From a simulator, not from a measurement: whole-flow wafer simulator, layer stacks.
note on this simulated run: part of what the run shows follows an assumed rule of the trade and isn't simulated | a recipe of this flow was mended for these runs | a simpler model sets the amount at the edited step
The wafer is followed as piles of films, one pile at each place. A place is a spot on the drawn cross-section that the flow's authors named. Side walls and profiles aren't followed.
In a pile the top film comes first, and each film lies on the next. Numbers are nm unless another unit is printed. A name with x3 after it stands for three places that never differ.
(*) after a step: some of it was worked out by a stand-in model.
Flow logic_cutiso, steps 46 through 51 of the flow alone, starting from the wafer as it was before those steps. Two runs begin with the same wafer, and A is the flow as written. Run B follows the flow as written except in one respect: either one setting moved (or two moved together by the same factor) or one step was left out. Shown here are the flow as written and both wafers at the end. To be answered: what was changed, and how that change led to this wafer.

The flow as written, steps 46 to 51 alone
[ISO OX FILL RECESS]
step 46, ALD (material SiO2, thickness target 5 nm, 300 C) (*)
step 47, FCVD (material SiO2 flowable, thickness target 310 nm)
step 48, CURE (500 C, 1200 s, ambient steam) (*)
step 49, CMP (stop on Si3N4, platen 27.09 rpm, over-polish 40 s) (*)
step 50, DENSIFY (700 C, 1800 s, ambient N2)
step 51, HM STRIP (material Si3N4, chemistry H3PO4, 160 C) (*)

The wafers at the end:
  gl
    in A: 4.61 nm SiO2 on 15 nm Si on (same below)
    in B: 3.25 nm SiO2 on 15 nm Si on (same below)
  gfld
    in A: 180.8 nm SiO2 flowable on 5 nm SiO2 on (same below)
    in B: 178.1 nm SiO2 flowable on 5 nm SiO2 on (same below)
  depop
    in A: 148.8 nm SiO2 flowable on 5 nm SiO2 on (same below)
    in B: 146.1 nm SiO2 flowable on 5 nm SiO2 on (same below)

Cause: step 51, HM STRIP: 171 C was run, whereas the flow has 160 C.

Step by step, how the change led to this:
  step 51, HM STRIP (material Si3N4, chemistry H3PO4, 160 C) (*)
      gl, glp, gxn x2 and 10 more: A -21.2 Si3N4 (all of it), -0.39 SiO2 | B -21.2 Si3N4 (all of it), -1.75 SiO2
      depop, dpovl, gfld, gxf, iso, isow, lnri, nsgap: A -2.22 SiO2 flowable | B -4.92 SiO2 flowable
